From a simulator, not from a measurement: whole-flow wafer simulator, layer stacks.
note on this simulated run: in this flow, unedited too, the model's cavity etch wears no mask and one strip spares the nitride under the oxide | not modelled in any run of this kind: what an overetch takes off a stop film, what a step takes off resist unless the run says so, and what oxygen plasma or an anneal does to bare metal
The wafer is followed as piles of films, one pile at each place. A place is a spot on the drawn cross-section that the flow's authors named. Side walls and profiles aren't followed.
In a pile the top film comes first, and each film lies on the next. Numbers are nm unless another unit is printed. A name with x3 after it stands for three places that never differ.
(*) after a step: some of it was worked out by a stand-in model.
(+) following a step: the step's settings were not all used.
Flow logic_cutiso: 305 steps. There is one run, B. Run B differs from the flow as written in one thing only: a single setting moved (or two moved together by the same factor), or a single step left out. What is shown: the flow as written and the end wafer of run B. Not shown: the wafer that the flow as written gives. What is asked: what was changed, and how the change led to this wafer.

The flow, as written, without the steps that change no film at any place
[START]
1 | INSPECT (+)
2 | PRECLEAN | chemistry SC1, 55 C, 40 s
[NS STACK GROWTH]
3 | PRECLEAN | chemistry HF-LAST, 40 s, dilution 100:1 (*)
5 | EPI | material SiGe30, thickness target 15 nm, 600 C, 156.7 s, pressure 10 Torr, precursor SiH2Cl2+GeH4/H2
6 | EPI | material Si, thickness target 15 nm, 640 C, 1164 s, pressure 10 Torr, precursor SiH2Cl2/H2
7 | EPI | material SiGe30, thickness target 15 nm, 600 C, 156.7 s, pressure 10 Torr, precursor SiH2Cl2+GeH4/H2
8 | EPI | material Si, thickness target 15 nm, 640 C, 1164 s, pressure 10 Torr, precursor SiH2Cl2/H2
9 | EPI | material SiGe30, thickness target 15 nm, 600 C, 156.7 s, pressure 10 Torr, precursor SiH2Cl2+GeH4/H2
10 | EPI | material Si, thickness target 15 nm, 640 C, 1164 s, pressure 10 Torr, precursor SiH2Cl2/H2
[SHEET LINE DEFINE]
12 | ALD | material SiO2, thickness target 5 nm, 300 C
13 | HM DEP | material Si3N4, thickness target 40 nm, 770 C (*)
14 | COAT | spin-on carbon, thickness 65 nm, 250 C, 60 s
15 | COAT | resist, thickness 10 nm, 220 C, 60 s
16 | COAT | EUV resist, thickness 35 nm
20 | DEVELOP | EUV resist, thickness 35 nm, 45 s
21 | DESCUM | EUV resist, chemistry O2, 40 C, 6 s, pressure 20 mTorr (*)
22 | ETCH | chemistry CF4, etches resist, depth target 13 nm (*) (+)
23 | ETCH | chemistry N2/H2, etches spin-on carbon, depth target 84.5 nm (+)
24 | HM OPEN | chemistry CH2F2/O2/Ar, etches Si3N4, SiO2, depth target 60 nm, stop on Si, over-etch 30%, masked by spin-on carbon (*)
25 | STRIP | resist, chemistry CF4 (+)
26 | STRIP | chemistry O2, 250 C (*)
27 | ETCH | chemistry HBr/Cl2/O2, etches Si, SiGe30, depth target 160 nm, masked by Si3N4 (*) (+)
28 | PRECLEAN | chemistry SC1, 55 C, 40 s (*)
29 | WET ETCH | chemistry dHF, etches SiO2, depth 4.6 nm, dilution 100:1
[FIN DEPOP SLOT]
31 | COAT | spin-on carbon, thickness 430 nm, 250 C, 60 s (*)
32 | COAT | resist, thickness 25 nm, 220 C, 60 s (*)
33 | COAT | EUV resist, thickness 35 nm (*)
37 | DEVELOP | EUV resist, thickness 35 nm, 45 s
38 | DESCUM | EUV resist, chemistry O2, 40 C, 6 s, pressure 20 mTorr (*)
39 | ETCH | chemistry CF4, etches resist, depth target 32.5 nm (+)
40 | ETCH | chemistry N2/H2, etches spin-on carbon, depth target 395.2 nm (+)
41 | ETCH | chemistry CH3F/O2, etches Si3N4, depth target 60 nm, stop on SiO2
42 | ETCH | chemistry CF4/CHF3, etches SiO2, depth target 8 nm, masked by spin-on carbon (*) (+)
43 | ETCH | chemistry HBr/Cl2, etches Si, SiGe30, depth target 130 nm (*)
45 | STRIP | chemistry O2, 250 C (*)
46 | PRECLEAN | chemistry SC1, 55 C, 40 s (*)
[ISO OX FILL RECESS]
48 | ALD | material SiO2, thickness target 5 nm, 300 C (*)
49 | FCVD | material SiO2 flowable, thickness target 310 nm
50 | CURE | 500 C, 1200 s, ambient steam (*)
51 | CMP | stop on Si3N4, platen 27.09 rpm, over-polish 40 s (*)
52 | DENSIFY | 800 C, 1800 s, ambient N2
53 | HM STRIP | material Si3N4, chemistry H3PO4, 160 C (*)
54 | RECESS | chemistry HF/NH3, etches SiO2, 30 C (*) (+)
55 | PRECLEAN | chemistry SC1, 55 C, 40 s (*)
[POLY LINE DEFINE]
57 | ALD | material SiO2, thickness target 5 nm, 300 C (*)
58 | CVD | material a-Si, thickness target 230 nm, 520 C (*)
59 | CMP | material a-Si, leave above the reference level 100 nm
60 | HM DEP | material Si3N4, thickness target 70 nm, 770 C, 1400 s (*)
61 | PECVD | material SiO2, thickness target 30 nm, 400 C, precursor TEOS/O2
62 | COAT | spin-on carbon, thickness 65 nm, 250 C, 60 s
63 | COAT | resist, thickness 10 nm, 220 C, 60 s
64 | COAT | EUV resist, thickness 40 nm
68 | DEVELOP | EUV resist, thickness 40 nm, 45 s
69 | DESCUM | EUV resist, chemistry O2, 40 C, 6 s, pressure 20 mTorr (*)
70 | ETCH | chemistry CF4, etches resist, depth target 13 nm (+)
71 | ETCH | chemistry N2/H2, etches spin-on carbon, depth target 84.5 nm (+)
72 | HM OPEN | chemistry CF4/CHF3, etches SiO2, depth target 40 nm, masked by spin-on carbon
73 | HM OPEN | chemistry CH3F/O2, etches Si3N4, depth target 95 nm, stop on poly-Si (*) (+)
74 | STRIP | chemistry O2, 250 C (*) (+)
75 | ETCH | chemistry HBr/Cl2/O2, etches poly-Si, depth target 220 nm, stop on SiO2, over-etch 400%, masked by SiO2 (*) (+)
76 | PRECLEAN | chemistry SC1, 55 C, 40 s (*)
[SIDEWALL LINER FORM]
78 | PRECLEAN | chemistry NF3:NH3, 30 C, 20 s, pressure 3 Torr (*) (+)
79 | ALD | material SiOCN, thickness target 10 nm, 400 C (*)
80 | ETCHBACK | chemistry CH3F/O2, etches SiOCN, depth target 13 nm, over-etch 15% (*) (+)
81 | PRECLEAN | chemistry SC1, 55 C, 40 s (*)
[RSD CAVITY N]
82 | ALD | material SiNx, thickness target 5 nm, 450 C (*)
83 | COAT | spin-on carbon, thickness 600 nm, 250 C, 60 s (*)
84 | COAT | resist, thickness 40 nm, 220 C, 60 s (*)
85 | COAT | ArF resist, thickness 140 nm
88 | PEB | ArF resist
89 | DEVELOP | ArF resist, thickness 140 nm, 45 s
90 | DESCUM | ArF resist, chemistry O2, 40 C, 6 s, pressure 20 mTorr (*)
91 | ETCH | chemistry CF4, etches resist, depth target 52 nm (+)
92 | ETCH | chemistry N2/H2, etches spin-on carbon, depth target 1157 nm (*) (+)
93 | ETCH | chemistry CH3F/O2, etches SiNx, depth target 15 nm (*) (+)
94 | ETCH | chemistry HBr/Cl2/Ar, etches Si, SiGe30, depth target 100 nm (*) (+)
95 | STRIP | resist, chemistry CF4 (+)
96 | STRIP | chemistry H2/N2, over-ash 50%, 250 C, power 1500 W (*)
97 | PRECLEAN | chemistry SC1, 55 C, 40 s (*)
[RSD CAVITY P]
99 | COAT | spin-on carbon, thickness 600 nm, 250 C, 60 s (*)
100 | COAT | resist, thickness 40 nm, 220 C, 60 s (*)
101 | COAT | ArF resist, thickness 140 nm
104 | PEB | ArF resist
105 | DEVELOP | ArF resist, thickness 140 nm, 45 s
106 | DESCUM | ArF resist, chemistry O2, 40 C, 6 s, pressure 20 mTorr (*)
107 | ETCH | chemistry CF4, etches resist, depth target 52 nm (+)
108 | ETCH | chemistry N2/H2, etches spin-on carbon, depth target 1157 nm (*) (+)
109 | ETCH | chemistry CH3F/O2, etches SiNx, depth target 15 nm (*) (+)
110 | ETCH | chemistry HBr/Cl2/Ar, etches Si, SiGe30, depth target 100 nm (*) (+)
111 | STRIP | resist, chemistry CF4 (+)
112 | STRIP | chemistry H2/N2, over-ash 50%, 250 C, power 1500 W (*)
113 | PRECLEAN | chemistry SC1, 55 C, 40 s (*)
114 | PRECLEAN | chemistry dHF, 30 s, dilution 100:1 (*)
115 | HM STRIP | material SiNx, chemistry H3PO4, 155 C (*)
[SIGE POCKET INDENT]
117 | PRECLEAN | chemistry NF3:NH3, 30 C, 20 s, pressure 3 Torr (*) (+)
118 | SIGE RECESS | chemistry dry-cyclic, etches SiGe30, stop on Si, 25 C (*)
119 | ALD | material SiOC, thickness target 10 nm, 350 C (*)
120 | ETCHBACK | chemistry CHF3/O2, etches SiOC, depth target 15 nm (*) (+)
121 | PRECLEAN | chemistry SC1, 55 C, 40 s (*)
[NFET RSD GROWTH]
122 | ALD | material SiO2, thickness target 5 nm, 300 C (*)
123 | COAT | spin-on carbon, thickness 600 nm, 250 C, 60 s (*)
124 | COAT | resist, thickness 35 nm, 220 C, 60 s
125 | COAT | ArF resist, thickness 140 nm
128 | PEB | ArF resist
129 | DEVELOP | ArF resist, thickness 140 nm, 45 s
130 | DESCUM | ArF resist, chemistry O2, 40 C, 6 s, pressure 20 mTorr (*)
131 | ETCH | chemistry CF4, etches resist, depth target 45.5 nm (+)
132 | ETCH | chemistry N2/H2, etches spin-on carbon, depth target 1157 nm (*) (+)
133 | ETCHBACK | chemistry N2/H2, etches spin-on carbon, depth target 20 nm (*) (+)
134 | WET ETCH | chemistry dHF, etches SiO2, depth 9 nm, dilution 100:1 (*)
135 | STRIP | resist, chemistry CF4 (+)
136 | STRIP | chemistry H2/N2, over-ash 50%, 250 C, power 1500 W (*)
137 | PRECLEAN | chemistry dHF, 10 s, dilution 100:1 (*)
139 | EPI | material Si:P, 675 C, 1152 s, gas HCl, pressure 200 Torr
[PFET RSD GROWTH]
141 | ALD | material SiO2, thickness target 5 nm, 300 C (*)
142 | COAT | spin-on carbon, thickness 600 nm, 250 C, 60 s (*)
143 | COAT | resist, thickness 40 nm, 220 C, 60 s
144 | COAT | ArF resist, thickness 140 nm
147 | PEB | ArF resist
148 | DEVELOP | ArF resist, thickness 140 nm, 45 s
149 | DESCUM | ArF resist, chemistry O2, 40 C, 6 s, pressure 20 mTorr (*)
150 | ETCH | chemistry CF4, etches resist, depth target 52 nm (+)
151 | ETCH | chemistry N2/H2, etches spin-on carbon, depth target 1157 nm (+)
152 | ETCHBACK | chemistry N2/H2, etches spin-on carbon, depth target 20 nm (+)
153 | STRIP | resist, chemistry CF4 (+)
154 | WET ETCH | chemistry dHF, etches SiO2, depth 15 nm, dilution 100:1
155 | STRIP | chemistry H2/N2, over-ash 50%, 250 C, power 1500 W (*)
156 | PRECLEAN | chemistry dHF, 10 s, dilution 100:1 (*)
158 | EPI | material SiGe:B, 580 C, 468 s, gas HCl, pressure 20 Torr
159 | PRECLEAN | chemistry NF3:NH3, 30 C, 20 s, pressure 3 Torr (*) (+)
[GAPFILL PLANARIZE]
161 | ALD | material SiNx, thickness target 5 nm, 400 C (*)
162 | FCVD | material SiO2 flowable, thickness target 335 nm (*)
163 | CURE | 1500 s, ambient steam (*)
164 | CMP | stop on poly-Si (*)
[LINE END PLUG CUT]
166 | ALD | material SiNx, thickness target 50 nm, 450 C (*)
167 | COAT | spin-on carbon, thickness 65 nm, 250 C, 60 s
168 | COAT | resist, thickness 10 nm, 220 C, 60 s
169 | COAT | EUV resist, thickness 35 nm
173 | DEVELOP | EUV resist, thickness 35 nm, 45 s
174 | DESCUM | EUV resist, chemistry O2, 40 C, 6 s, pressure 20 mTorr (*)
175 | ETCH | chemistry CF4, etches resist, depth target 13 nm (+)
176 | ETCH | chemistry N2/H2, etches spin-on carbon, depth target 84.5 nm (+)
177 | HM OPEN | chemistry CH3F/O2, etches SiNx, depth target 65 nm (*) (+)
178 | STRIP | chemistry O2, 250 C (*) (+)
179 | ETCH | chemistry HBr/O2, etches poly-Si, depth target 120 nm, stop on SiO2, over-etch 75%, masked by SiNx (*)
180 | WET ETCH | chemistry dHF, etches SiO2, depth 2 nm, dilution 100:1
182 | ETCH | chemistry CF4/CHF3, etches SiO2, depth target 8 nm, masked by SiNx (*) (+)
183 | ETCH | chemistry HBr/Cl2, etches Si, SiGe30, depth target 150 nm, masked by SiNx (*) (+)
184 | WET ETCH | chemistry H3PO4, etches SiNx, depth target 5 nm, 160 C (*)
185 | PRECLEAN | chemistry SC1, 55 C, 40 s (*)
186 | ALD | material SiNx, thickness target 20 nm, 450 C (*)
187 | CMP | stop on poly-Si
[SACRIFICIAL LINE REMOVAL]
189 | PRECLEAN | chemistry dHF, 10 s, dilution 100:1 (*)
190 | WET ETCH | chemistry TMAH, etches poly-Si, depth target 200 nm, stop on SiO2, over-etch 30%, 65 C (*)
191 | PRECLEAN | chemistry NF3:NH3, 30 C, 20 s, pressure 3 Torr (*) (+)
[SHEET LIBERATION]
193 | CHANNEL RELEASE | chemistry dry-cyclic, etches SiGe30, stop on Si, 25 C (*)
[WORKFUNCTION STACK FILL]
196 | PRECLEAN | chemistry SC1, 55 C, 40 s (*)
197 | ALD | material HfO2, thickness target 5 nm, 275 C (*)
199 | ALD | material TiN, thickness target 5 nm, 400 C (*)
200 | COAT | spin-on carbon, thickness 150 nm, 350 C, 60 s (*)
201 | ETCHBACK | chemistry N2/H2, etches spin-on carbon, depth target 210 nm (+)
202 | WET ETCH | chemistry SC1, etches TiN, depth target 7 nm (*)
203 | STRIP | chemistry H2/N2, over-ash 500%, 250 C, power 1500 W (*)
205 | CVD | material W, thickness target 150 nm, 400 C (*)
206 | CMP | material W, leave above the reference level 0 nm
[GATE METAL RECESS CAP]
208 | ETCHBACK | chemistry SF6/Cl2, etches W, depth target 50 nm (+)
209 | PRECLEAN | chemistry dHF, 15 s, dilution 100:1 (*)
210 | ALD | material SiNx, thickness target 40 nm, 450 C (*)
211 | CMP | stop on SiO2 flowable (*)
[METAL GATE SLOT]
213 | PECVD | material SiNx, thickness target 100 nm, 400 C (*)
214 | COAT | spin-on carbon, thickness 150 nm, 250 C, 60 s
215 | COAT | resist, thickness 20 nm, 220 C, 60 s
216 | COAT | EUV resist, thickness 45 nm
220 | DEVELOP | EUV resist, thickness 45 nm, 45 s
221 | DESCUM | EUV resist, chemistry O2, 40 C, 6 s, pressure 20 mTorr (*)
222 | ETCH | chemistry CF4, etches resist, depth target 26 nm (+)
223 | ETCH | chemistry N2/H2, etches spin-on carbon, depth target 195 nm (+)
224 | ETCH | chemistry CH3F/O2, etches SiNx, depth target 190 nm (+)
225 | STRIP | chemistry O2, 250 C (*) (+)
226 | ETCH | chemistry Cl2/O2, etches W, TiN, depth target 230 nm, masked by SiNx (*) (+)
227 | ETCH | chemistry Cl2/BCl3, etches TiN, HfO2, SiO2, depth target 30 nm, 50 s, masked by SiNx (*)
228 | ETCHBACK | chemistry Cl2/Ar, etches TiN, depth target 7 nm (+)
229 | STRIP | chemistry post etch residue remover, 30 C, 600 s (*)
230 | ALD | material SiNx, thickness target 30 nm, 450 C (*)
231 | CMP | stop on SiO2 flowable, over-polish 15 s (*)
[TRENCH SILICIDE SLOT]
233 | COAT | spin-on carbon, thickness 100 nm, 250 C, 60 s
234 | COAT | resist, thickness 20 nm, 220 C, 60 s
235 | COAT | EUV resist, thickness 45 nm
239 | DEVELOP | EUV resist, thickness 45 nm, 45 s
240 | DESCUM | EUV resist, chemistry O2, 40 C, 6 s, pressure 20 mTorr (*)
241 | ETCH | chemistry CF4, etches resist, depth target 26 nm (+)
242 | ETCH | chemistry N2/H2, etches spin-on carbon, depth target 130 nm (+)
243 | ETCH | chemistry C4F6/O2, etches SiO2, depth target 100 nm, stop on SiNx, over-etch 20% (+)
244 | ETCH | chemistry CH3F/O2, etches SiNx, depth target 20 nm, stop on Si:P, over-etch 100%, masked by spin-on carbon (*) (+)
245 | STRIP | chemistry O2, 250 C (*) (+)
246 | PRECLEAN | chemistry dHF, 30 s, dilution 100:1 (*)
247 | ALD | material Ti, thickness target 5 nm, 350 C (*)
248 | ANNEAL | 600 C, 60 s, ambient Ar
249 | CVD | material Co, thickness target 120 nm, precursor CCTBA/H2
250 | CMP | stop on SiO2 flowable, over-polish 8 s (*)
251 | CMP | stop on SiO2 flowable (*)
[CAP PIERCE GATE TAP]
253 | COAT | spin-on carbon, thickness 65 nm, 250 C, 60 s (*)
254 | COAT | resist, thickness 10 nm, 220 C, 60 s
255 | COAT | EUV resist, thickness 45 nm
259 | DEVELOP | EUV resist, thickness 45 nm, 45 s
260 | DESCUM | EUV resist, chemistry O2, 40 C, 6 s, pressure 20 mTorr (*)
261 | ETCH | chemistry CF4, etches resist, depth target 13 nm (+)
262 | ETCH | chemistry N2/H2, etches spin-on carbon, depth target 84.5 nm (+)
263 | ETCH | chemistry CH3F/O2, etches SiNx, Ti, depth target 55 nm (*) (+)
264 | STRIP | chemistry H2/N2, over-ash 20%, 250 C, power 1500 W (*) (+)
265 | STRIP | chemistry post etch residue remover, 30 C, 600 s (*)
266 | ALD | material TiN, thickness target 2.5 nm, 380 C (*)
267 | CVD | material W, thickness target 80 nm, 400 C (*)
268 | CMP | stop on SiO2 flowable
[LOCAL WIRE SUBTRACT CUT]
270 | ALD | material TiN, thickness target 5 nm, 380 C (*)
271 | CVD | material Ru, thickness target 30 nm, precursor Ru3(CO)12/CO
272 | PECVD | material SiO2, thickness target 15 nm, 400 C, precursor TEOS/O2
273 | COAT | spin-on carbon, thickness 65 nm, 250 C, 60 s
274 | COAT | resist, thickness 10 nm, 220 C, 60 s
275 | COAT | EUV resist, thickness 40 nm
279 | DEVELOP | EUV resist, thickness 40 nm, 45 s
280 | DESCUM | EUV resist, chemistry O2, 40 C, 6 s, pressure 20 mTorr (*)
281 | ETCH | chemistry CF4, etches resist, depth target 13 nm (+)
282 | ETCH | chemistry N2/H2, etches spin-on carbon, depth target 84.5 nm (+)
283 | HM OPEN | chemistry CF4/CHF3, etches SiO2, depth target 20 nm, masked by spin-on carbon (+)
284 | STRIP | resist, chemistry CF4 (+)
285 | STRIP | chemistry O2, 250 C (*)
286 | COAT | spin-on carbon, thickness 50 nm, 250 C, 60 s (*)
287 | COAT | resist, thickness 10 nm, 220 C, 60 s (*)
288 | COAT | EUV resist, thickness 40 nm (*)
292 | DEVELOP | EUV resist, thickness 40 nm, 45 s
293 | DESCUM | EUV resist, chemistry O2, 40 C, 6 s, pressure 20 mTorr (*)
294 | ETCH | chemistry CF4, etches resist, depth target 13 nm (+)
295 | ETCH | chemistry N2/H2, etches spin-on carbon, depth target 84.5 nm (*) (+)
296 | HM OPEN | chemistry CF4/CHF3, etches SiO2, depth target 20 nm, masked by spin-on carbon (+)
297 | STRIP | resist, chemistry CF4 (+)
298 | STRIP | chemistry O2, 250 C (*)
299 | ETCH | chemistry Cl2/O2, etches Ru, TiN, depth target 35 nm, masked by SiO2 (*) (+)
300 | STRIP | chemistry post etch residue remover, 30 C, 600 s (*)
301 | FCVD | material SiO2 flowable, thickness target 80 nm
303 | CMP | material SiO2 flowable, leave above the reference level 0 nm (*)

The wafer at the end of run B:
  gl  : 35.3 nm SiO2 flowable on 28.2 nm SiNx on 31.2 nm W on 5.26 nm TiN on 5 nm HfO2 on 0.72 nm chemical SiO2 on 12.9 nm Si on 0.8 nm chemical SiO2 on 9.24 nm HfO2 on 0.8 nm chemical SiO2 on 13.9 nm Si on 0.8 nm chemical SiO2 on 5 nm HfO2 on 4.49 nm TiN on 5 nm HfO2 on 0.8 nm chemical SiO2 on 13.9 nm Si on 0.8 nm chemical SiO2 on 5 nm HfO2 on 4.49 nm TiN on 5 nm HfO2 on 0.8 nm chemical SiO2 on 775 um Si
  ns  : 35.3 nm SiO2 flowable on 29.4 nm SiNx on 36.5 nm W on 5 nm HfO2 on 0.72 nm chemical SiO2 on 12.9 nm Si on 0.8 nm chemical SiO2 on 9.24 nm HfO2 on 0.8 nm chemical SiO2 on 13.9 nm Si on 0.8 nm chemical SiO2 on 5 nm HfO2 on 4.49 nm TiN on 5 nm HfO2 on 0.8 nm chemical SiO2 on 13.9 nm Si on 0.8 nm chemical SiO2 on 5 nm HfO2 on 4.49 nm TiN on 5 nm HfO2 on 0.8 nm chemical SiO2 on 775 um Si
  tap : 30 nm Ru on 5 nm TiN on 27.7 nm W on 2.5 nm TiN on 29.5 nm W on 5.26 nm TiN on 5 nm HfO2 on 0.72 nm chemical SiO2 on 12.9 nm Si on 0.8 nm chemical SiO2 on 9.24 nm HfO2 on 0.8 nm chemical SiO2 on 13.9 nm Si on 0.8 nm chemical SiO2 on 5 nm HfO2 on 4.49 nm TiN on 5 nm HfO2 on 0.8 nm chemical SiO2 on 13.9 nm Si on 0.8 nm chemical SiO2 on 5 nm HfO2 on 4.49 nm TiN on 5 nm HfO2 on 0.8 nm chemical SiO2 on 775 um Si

What caused this: step 9, EPI: thickness target 9.8 nm was run, whereas the flow has thickness target 15 nm; step 9, EPI: 101.9 s was run, where the flow has 156.7 s.

How this came from the change, step by step:
  9 | EPI | material SiGe30, thickness target 15 nm, 600 C, 156.7 s, pressure 10 Torr, precursor SiH2Cl2+GeH4/H2
      depop, dpovl, gfld and 19 more: +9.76 SiGe30 (new film) (in the flow as written it would be: +15 SiGe30 (new film))
  27 | ETCH | chemistry HBr/Cl2/O2, etches Si, SiGe30, depth target 160 nm, masked by Si3N4 (*) (+)
      gfld, gxf, iso, lnri: -0.79 chemical SiO2 (all of it), -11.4 Si (all of it), -9.76 SiGe30 (all of it), -15 Si (all of it), -15 SiGe30 (all of it), -15 Si (all of it), -15 SiGe30 (all of it), -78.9 Si (in the flow as written it would be: -0.79 chemical SiO2 (all of it), -11.4 Si (all of it), -15 SiGe30 (all of it), -15 Si (all of it), -15 SiGe30 (all of it), -15 Si (all of it), -15 SiGe30 (all of it), -73.6 Si)
      dpovl, nsgap: -0.79 chemical SiO2 (all of it), -11.8 Si (all of it), -9.76 SiGe30 (all of it), -15 Si (all of it), -15 SiGe30 (all of it), -15 Si (all of it), -15 SiGe30 (all of it), -78.5 Si (in the flow as written it would be: -0.79 chemical SiO2 (all of it), -11.8 Si (all of it), -15 SiGe30 (all of it), -15 Si (all of it), -15 SiGe30 (all of it), -15 Si (all of it), -15 SiGe30 (all of it), -73.2 Si)
      (as well as at 1 more place)
  43 | ETCH | chemistry HBr/Cl2, etches Si, SiGe30, depth target 130 nm (*)
      depop: -14 Si (all of it), -9.76 SiGe30 (all of it), -15 Si (all of it), -15 SiGe30 (all of it), -15 Si (all of it), -15 SiGe30 (all of it), -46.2 Si (in the flow as written it would be: -14 Si (all of it), -15 SiGe30 (all of it), -15 Si (all of it), -15 SiGe30 (all of it), -15 Si (all of it), -15 SiGe30 (all of it), -41 Si)
  94 | ETCH | chemistry HBr/Cl2/Ar, etches Si, SiGe30, depth target 100 nm (*) (+)
      rsdn, rsdx: -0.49 chemical SiO2 (all of it), -12.8 Si (all of it), -9.76 SiGe30 (all of it), -15 Si (all of it), -15 SiGe30 (all of it), -15 Si (all of it), -15 SiGe30 (all of it), -17.4 Si (in the flow as written it would be: -0.49 chemical SiO2 (all of it), -12.8 Si (all of it), -15 SiGe30 (all of it), -15 Si (all of it), -15 SiGe30 (all of it), -15 Si (all of it), -15 SiGe30 (all of it), -12.2 Si)
  110 | ETCH | chemistry HBr/Cl2/Ar, etches Si, SiGe30, depth target 100 nm (*) (+)
      rsdp, rsdw: -0.49 chemical SiO2 (all of it), -12.8 Si (all of it), -9.76 SiGe30 (all of it), -15 Si (all of it), -15 SiGe30 (all of it), -15 Si (all of it), -15 SiGe30 (all of it), -17.4 Si (in the flow as written it would be: -0.49 chemical SiO2 (all of it), -12.8 Si (all of it), -15 SiGe30 (all of it), -15 Si (all of it), -15 SiGe30 (all of it), -15 Si (all of it), -15 SiGe30 (all of it), -12.2 Si)
  118 | SIGE RECESS | chemistry dry-cyclic, etches SiGe30, stop on Si, 25 C (*)
      lnr, lnrp, lnrt: -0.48 SiOCN, -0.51 Si, +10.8 cavity (new film), -9.76 SiGe30 (all of it), -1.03 Si, +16 cavity (new film), -15 SiGe30 (all of it), -1.03 Si, +16 cavity (new film), -15 SiGe30 (all of it), -0.51 Si (in the flow as written it would be: -0.48 SiOCN, -0.51 Si, +16 cavity (new film), -15 SiGe30 (all of it), -1.03 Si, +16 cavity (new film), -15 SiGe30 (all of it), -1.03 Si, +16 cavity (new film), -15 SiGe30 (all of it), -0.51 Si)
  119 | ALD | material SiOC, thickness target 10 nm, 350 C (*)
      lnr, lnrp, lnrt: +10 SiOC (new film), +10.8 SiOC (new film), -10.8 cavity (all of it), +16 SiOC (new film), -16 cavity (all of it), +16 SiOC (new film), -16 cavity (all of it) (in the flow as written it would be: +10 SiOC (new film), +16 SiOC (new film), -16 cavity (all of it), +16 SiOC (new film), -16 cavity (all of it), +16 SiOC (new film), -16 cavity (all of it))
  183 | ETCH | chemistry HBr/Cl2, etches Si, SiGe30, depth target 150 nm, masked by SiNx (*) (+)
      plug: -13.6 Si (all of it), -9.76 SiGe30 (all of it), -15 Si (all of it), -15 SiGe30 (all of it), -15 Si (all of it), -15 SiGe30 (all of it), -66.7 Si (in the flow as written it would be: -13.6 Si (all of it), -15 SiGe30 (all of it), -15 Si (all of it), -15 SiGe30 (all of it), -15 Si (all of it), -15 SiGe30 (all of it), -61.4 Si)
  193 | CHANNEL RELEASE | chemistry dry-cyclic, etches SiGe30, stop on Si, 25 C (*)
      gl, glp, gxn, gxp, ns, tap: +0.8 chemical SiO2 (new film), -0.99 Si, +0.8 chemical SiO2 (new film), +9.24 cavity (new film), +0.8 chemical SiO2 (new film), -9.76 SiGe30 (all of it), -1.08 Si, +0.8 chemical SiO2 (new film), +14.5 cavity (new film), +0.8 chemical SiO2 (new film), -15 SiGe30 (all of it), -1.08 Si, +0.8 chemical SiO2 (new film), +14.5 cavity (new film), +0.8 chemical SiO2 (new film), -15 SiGe30 (all of it), -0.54 Si (in the flow as written it would be: +0.8 chemical SiO2 (new film), -0.99 Si, +0.8 chemical SiO2 (new film), +14.5 cavity (new film), +0.8 chemical SiO2 (new film), -15 SiGe30 (all of it), -1.08 Si, +0.8 chemical SiO2 (new film), +14.5 cavity (new film), +0.8 chemical SiO2 (new film), -15 SiGe30 (all of it), -1.08 Si, +0.8 chemical SiO2 (new film), +14.5 cavity (new film), +0.8 chemical SiO2 (new film), -15 SiGe30 (all of it), -0.54 Si)
  197 | ALD | material HfO2, thickness target 5 nm, 275 C (*)
      gl, glp, gxn, gxp, ns, tap: +5 HfO2 (new film), +9.24 HfO2 (new film), -9.24 cavity (all of it), +5 HfO2 (new film), -10 cavity, +5 HfO2 (new film), +5 HfO2 (new film), -10 cavity, +5 HfO2 (new film) (in the flow as written it would be: +5 HfO2 (new film), +5 HfO2 (new film), -10 cavity, +5 HfO2 (new film), +5 HfO2 (new film), -10 cavity, +5 HfO2 (new film), +5 HfO2 (new film), -10 cavity, +5 HfO2 (new film))
  199 | ALD | material TiN, thickness target 5 nm, 400 C (*)
      gl, glp, tap: +5.26 TiN (new film), +4.49 TiN (new film), -4.49 cavity (all of it), +4.49 TiN (new film), -4.49 cavity (all of it) (in the flow as written it would be: +5.26 TiN (new film), +4.49 TiN (new film), -4.49 cavity (all of it), +4.49 TiN (new film), -4.49 cavity (all of it), +4.49 TiN (new film), -4.49 cavity (all of it))
      gxn, gxp, ns: +5 TiN (new film), +4.49 TiN (new film), -4.49 cavity (all of it), +4.49 TiN (new film), -4.49 cavity (all of it) (in the flow as written it would be: +5 TiN (new film), +4.49 TiN (new film), -4.49 cavity (all of it), +4.49 TiN (new film), -4.49 cavity (all of it), +4.49 TiN (new film), -4.49 cavity (all of it))
Taking metal films that touch as one body, gl has 3 bodies (between them, from the top down: HfO2 5 / chemical SiO2 0.72 / Si 12.9 / chemical SiO2 0.8 / HfO2 9.24 / chemical SiO2 0.8 / Si 13.9 / chemical SiO2 0.8 / HfO2 5; HfO2 5 / chemical SiO2 0.8 / Si 13.9 / chemical SiO2 0.8 / HfO2 5); the flow as written gives 4 bodies (between them, from the top down: HfO2 5 / chemical SiO2 0.72 / Si 12.9 / chemical SiO2 0.8 / HfO2 5; HfO2 5 / chemical SiO2 0.8 / Si 13.9 / chemical SiO2 0.8 / HfO2 5; HfO2 5 / chemical SiO2 0.8 / Si 13.9 / chemical SiO2 0.8 / HfO2 5).
Taking metal films that touch as one body, ns has 3 bodies (between them, from the top down: HfO2 5 / chemical SiO2 0.72 / Si 12.9 / chemical SiO2 0.8 / HfO2 9.24 / chemical SiO2 0.8 / Si 13.9 / chemical SiO2 0.8 / HfO2 5; HfO2 5 / chemical SiO2 0.8 / Si 13.9 / chemical SiO2 0.8 / HfO2 5); the flow as written gives 4 bodies (between them, from the top down: HfO2 5 / chemical SiO2 0.72 / Si 12.9 / chemical SiO2 0.8 / HfO2 5; HfO2 5 / chemical SiO2 0.8 / Si 13.9 / chemical SiO2 0.8 / HfO2 5; HfO2 5 / chemical SiO2 0.8 / Si 13.9 / chemical SiO2 0.8 / HfO2 5).
Taking metal films that touch as one body, tap has 3 bodies (between them, from the top down: HfO2 5 / chemical SiO2 0.72 / Si 12.9 / chemical SiO2 0.8 / HfO2 9.24 / chemical SiO2 0.8 / Si 13.9 / chemical SiO2 0.8 / HfO2 5; HfO2 5 / chemical SiO2 0.8 / Si 13.9 / chemical SiO2 0.8 / HfO2 5); the flow as written gives 4 bodies (between them, from the top down: HfO2 5 / chemical SiO2 0.72 / Si 12.9 / chemical SiO2 0.8 / HfO2 5; HfO2 5 / chemical SiO2 0.8 / Si 13.9 / chemical SiO2 0.8 / HfO2 5; HfO2 5 / chemical SiO2 0.8 / Si 13.9 / chemical SiO2 0.8 / HfO2 5).
